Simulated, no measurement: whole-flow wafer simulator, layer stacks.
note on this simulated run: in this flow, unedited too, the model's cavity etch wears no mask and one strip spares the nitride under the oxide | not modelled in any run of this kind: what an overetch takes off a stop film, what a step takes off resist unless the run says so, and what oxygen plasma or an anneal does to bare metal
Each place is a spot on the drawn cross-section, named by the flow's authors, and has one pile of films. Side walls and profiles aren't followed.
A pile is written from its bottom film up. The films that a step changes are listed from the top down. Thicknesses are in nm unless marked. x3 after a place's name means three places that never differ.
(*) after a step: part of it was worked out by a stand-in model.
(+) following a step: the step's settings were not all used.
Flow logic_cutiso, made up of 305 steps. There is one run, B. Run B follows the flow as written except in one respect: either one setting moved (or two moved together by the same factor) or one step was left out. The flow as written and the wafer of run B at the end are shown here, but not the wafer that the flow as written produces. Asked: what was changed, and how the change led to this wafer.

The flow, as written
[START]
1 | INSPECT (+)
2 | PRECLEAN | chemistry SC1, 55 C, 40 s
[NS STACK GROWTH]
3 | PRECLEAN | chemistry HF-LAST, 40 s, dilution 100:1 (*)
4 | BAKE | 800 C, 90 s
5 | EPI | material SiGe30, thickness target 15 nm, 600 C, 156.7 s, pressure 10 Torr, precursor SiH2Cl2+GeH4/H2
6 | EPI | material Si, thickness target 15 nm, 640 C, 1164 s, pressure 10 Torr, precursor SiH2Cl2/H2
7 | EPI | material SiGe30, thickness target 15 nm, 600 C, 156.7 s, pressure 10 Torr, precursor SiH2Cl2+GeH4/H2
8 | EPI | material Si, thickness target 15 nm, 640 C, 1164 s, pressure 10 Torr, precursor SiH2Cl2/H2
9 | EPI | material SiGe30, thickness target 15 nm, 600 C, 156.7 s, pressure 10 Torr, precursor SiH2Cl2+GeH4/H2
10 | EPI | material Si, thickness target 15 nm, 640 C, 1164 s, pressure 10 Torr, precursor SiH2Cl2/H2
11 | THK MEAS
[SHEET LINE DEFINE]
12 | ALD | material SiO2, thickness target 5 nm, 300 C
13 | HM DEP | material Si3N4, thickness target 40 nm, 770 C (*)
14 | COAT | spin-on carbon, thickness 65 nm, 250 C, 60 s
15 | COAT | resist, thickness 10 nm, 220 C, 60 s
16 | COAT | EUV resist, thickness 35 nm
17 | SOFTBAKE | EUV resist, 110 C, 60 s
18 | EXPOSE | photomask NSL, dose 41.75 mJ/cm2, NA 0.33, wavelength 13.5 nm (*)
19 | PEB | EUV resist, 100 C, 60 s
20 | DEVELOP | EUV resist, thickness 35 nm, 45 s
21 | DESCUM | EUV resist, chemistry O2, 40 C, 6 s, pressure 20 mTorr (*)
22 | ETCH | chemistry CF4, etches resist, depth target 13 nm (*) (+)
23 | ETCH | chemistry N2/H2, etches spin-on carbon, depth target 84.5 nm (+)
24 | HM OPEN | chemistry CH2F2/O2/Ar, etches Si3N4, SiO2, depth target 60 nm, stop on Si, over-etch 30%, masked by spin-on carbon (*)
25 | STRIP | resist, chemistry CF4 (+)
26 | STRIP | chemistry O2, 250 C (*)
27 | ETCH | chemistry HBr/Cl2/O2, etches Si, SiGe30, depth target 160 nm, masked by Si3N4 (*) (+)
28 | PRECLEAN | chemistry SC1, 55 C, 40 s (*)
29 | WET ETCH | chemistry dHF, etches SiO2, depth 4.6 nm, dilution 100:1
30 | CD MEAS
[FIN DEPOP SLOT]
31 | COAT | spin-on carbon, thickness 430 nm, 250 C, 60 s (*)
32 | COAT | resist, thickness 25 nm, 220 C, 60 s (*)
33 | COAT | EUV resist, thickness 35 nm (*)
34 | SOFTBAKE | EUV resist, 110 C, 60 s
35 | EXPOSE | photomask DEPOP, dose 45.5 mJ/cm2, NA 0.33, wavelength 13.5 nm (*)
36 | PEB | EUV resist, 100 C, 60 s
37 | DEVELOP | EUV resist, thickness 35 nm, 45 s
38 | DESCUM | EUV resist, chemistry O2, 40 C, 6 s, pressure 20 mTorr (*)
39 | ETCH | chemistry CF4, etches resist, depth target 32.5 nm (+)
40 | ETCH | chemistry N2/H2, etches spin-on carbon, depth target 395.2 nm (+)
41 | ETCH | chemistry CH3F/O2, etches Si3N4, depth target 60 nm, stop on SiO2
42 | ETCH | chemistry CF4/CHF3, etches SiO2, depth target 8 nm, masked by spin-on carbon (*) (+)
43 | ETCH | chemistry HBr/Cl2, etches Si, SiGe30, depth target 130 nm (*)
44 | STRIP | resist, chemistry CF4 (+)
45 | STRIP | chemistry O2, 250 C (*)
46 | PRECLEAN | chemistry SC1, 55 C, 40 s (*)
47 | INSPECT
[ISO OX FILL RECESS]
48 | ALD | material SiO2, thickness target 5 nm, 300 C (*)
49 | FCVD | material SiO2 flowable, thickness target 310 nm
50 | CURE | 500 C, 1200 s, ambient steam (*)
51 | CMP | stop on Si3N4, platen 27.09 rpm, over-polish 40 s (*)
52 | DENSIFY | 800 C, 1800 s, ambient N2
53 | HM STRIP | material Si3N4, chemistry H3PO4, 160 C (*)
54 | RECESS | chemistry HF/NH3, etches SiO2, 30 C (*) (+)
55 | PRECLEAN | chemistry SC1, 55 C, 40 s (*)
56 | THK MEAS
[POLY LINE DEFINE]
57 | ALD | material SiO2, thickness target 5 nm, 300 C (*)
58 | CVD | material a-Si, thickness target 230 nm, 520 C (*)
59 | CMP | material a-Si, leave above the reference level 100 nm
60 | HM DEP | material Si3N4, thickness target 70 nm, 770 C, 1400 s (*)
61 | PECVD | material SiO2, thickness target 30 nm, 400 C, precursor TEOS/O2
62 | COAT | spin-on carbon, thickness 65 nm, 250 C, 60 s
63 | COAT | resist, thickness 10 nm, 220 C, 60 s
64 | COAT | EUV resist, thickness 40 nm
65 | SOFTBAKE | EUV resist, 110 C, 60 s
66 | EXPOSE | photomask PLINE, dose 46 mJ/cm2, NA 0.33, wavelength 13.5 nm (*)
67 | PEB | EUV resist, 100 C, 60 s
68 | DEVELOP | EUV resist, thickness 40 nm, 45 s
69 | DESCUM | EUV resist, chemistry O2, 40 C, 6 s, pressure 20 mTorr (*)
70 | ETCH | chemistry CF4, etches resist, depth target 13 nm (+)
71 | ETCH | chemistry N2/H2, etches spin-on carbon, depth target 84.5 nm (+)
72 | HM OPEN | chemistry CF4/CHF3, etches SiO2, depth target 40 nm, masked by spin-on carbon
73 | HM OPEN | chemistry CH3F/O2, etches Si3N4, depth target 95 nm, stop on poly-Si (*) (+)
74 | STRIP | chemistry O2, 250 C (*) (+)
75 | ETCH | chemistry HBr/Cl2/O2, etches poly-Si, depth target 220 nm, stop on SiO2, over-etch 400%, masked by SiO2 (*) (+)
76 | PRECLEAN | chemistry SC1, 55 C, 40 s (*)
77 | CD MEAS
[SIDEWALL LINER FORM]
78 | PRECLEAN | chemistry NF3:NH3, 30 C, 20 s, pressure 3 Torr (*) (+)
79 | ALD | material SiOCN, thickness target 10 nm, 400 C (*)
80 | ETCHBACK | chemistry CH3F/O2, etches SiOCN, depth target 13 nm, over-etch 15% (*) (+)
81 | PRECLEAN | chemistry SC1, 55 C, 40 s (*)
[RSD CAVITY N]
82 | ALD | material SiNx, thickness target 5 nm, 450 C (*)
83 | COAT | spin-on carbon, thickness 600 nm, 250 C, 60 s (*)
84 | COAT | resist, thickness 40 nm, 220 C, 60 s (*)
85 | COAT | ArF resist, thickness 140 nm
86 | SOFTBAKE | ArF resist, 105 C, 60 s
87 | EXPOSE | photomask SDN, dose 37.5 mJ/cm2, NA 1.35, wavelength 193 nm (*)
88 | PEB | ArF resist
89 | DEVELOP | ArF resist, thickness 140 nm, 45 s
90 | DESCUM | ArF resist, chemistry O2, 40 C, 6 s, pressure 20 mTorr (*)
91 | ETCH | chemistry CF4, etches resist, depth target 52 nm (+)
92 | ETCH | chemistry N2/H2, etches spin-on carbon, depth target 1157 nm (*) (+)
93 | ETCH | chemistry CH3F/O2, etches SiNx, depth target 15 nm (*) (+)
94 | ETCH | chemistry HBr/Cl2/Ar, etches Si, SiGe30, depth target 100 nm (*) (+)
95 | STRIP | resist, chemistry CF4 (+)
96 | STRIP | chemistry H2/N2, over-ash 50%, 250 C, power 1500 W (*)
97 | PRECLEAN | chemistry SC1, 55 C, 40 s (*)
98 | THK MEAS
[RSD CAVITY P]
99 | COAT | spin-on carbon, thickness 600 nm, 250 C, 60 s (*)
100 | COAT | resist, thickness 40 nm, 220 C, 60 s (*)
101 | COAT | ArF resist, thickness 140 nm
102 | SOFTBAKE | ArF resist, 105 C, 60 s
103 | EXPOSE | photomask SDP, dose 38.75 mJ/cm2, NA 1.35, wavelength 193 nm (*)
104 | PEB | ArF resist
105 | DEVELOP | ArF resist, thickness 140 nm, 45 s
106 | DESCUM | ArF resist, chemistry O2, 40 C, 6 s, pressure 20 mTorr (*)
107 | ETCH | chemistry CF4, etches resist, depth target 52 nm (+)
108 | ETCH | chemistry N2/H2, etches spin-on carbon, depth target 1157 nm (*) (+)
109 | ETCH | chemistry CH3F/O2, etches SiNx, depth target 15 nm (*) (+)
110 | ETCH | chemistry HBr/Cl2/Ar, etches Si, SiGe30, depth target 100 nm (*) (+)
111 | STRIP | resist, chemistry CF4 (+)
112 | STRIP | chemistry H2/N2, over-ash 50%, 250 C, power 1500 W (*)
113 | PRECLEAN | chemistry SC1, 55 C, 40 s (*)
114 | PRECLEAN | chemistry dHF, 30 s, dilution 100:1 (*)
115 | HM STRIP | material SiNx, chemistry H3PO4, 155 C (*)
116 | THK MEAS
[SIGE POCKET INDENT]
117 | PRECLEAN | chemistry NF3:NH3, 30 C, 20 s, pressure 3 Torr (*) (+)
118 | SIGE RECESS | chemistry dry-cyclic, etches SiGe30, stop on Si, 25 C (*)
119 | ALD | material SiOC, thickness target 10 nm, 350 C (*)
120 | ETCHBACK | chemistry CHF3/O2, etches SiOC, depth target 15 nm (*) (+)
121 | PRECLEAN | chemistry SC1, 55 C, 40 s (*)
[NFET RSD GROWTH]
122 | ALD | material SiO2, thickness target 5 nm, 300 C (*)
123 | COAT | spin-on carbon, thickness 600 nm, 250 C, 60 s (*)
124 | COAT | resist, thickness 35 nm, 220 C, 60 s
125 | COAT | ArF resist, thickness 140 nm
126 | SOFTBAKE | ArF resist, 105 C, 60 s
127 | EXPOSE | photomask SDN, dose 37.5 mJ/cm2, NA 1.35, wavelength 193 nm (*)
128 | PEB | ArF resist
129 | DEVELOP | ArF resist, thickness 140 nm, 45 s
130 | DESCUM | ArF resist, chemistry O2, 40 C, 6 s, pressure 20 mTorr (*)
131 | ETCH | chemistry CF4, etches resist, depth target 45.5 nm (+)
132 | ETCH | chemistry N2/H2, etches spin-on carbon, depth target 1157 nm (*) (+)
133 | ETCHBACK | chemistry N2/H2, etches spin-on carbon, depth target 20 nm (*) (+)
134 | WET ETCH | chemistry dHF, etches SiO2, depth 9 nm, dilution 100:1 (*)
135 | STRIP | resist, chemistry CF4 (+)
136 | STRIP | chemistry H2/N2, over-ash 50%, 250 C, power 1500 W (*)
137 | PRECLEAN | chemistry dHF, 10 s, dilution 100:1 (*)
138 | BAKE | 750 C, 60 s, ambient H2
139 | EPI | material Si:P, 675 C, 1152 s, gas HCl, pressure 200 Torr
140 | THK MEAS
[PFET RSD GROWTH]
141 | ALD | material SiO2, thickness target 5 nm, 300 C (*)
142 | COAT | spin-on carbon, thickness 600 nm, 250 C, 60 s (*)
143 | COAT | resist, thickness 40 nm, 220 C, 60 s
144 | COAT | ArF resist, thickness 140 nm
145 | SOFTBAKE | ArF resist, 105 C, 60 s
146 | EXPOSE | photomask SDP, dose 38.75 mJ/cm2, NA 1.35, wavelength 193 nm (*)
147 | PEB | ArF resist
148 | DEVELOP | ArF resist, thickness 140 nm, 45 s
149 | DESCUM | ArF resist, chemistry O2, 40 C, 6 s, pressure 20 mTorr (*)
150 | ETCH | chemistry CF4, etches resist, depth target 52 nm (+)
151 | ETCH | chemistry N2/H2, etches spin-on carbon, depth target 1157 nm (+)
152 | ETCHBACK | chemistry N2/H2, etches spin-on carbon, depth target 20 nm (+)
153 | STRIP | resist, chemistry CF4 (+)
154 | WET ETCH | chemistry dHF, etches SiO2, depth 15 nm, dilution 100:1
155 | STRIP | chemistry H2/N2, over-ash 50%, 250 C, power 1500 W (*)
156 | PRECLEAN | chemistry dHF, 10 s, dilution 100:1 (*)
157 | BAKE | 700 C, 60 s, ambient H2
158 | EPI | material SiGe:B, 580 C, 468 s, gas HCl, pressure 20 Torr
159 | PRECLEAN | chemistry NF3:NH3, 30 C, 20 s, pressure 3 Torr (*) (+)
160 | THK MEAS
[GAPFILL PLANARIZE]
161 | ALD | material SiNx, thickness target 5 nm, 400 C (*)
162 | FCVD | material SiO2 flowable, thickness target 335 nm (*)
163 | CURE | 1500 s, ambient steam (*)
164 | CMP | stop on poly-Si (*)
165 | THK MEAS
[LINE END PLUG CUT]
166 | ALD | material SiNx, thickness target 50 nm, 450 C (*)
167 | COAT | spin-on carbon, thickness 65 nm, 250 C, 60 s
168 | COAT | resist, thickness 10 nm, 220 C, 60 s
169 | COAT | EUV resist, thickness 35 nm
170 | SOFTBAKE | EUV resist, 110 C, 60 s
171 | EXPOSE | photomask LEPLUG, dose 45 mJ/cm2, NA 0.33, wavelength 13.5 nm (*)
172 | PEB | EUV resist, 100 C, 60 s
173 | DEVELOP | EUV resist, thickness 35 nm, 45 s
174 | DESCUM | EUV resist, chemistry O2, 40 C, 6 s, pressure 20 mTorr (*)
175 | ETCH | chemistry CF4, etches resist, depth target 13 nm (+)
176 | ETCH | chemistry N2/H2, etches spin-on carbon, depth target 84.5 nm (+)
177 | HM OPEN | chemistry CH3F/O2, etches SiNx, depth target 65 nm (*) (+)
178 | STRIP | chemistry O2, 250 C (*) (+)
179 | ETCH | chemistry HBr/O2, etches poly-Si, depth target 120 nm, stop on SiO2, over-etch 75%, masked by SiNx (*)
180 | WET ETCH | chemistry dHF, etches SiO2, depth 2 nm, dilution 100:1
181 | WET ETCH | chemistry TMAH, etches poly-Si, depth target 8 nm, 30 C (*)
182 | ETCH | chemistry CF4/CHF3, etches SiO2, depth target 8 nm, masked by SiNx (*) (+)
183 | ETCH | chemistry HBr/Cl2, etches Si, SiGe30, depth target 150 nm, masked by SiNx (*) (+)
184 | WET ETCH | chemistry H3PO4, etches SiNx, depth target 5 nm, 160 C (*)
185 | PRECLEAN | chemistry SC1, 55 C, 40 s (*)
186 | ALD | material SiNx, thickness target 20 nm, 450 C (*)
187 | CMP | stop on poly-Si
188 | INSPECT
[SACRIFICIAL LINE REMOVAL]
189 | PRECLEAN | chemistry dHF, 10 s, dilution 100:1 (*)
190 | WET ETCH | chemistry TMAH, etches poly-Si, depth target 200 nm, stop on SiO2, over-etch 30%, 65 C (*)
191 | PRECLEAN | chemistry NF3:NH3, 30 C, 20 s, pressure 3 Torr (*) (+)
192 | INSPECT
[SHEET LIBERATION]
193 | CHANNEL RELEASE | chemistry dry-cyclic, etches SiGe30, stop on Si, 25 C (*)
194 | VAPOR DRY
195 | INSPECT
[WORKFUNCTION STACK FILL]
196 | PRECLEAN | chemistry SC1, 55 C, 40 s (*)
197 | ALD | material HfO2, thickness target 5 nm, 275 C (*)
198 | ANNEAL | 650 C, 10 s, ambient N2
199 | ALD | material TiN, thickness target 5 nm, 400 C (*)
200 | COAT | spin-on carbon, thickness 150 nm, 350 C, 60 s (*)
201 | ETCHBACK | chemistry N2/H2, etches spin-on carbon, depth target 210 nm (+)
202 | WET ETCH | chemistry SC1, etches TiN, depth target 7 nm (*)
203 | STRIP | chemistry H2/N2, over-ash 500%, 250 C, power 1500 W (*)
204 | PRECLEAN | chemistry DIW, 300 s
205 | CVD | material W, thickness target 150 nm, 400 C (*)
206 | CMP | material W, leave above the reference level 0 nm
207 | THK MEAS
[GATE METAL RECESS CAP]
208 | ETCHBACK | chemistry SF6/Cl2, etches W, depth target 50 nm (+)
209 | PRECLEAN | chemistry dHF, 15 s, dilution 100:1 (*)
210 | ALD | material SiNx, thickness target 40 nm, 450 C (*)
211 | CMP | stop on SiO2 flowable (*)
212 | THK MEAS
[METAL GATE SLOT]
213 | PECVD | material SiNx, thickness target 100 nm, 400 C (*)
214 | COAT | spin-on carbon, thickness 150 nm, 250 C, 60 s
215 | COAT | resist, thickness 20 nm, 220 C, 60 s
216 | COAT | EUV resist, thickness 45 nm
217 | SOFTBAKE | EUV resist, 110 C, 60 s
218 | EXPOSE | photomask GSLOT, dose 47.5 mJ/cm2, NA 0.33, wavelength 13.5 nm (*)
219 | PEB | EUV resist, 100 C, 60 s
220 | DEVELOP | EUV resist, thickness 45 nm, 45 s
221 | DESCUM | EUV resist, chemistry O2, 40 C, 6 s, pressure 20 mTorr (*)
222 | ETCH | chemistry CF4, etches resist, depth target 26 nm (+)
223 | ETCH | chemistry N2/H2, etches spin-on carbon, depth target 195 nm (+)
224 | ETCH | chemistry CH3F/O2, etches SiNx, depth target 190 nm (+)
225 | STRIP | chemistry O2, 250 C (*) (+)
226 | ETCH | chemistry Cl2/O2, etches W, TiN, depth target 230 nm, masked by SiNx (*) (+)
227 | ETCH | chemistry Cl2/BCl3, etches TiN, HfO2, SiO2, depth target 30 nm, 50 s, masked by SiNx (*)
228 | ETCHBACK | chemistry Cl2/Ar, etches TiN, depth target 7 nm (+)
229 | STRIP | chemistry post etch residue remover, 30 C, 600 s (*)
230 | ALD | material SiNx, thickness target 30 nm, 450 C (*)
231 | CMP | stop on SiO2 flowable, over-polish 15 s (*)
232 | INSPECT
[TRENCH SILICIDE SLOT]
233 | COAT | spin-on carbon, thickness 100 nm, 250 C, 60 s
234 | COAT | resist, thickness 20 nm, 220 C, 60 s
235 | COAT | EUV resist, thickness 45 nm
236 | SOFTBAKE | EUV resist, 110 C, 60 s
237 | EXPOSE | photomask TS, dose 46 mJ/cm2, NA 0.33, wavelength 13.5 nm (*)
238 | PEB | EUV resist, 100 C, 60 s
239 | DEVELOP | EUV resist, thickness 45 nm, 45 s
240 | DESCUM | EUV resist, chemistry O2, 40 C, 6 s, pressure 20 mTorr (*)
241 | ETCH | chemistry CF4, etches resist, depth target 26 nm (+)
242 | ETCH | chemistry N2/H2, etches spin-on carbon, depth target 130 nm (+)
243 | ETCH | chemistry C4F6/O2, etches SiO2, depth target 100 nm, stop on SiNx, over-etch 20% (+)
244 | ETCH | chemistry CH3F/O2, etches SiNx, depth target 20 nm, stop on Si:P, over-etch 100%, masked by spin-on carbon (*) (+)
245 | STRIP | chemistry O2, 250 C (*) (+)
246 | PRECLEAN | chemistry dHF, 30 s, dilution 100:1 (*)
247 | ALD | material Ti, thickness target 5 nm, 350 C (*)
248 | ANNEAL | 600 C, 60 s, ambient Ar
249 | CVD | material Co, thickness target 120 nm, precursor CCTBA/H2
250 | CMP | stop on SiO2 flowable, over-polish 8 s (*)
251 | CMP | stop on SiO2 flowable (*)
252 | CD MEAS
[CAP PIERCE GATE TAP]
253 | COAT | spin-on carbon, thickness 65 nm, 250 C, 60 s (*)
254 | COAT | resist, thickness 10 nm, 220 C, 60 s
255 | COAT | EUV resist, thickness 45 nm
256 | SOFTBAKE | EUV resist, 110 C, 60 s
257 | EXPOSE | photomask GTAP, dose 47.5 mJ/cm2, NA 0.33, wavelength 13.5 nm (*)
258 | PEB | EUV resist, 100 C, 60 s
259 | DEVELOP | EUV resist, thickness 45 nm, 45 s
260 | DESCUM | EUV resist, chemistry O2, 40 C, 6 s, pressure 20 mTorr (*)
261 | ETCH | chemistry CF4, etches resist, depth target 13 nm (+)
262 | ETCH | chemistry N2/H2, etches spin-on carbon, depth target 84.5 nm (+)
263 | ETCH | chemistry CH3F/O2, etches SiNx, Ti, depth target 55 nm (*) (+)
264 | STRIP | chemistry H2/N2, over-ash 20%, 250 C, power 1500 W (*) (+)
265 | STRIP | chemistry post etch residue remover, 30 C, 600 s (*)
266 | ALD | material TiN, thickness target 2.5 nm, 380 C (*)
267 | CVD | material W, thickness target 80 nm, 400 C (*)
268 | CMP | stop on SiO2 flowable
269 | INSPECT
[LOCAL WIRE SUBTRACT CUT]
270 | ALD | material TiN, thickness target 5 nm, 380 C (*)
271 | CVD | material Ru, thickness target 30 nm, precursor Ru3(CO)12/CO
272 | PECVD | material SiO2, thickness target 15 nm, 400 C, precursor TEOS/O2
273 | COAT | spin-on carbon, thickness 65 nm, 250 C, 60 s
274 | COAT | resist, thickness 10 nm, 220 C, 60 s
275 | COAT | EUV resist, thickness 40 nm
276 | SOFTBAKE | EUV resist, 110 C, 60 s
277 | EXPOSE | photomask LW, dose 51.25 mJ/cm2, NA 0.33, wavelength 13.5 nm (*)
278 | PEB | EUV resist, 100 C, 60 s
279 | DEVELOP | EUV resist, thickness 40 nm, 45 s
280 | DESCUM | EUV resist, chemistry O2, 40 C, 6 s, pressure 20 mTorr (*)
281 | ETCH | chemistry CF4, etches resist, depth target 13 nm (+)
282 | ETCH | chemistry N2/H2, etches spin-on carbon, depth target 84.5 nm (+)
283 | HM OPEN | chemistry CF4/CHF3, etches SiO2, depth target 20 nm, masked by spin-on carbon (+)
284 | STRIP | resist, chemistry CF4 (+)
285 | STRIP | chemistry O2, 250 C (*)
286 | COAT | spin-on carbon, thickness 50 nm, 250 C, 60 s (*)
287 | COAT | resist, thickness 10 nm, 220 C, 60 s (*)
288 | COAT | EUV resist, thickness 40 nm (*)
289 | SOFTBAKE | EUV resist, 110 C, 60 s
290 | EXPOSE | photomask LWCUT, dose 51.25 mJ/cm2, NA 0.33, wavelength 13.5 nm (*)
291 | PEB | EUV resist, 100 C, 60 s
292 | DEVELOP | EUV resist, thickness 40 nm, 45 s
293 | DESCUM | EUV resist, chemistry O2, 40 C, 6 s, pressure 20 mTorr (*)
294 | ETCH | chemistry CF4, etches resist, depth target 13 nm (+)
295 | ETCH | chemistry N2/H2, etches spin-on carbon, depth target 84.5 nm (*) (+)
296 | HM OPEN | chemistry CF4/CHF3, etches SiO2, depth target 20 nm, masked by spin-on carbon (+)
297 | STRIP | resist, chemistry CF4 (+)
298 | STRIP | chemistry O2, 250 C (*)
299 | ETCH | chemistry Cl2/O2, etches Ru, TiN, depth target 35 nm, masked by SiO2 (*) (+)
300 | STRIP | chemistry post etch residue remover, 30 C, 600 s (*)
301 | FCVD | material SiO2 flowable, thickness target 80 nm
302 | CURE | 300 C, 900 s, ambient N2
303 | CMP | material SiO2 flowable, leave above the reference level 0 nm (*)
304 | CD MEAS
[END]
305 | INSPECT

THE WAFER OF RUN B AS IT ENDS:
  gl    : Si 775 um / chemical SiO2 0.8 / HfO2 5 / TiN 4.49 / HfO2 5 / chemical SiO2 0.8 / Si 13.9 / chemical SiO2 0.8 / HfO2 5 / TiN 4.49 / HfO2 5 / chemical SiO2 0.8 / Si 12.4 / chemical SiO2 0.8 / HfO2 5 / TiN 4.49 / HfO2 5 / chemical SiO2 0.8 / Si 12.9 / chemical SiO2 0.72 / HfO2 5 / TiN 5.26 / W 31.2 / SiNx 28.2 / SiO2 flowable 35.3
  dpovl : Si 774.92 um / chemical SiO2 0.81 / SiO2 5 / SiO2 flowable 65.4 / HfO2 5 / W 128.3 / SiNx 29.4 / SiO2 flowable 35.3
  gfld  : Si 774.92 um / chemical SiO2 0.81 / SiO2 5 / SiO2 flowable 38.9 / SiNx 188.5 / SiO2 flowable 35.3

The reason: step 8, EPI: thickness target 13.5 nm was run, while the flow as written has thickness target 15 nm; step 8, EPI: 1048 s was run, where the flow has 1164 s.

The path from the change to this, step by step:
  8 | EPI | material Si, thickness target 15 nm, 640 C, 1164 s, pressure 10 Torr, precursor SiH2Cl2/H2
      depop, dpovl, gfld and 19 more: Si gains 13.5 (new film) (it would be, as written: Si gains 15 (new film))
  27 | ETCH | chemistry HBr/Cl2/O2, etches Si, SiGe30, depth target 160 nm, masked by Si3N4 (*) (+)
      gfld, gxf, iso, lnri: chemical SiO2 loses 0.79 (all of it), Si loses 11.4 (all of it), SiGe30 loses 15 (all of it), Si loses 13.5 (all of it), SiGe30 loses 15 (all of it), Si loses 15 (all of it), SiGe30 loses 15 (all of it), Si loses 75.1 (it would be, as written: chemical SiO2 loses 0.79 (all of it), Si loses 11.4 (all of it), SiGe30 loses 15 (all of it), Si loses 15 (all of it), SiGe30 loses 15 (all of it), Si loses 15 (all of it), SiGe30 loses 15 (all of it), Si loses 73.6)
      dpovl, nsgap: chemical SiO2 loses 0.79 (all of it), Si loses 11.8 (all of it), SiGe30 loses 15 (all of it), Si loses 13.5 (all of it), SiGe30 loses 15 (all of it), Si loses 15 (all of it), SiGe30 loses 15 (all of it), Si loses 74.7 (it would be, as written: chemical SiO2 loses 0.79 (all of it), Si loses 11.8 (all of it), SiGe30 loses 15 (all of it), Si loses 15 (all of it), SiGe30 loses 15 (all of it), Si loses 15 (all of it), SiGe30 loses 15 (all of it), Si loses 73.2)
      (as well as at 1 more place)
  43 | ETCH | chemistry HBr/Cl2, etches Si, SiGe30, depth target 130 nm (*)
      depop: Si loses 14 (all of it), SiGe30 loses 15 (all of it), Si loses 13.5 (all of it), SiGe30 loses 15 (all of it), Si loses 15 (all of it), SiGe30 loses 15 (all of it), Si loses 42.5 (it would be, as written: Si loses 14 (all of it), SiGe30 loses 15 (all of it), Si loses 15 (all of it), SiGe30 loses 15 (all of it), Si loses 15 (all of it), SiGe30 loses 15 (all of it), Si loses 41)
  94 | ETCH | chemistry HBr/Cl2/Ar, etches Si, SiGe30, depth target 100 nm (*) (+)
      rsdn, rsdx: chemical SiO2 loses 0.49 (all of it), Si loses 12.8 (all of it), SiGe30 loses 15 (all of it), Si loses 13.5 (all of it), SiGe30 loses 15 (all of it), Si loses 15 (all of it), SiGe30 loses 15 (all of it), Si loses 13.7 (it would be, as written: chemical SiO2 loses 0.49 (all of it), Si loses 12.8 (all of it), SiGe30 loses 15 (all of it), Si loses 15 (all of it), SiGe30 loses 15 (all of it), Si loses 15 (all of it), SiGe30 loses 15 (all of it), Si loses 12.2)
  110 | ETCH | chemistry HBr/Cl2/Ar, etches Si, SiGe30, depth target 100 nm (*) (+)
      rsdp, rsdw: chemical SiO2 loses 0.49 (all of it), Si loses 12.8 (all of it), SiGe30 loses 15 (all of it), Si loses 13.5 (all of it), SiGe30 loses 15 (all of it), Si loses 15 (all of it), SiGe30 loses 15 (all of it), Si loses 13.7 (it would be, as written: chemical SiO2 loses 0.49 (all of it), Si loses 12.8 (all of it), SiGe30 loses 15 (all of it), Si loses 15 (all of it), SiGe30 loses 15 (all of it), Si loses 15 (all of it), SiGe30 loses 15 (all of it), Si loses 12.2)
  183 | ETCH | chemistry HBr/Cl2, etches Si, SiGe30, depth target 150 nm, masked by SiNx (*) (+)
      plug: Si loses 13.6 (all of it), SiGe30 loses 15 (all of it), Si loses 13.5 (all of it), SiGe30 loses 15 (all of it), Si loses 15 (all of it), SiGe30 loses 15 (all of it), Si loses 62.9 (it would be, as written: Si loses 13.6 (all of it), SiGe30 loses 15 (all of it), Si loses 15 (all of it), SiGe30 loses 15 (all of it), Si loses 15 (all of it), SiGe30 loses 15 (all of it), Si loses 61.4)
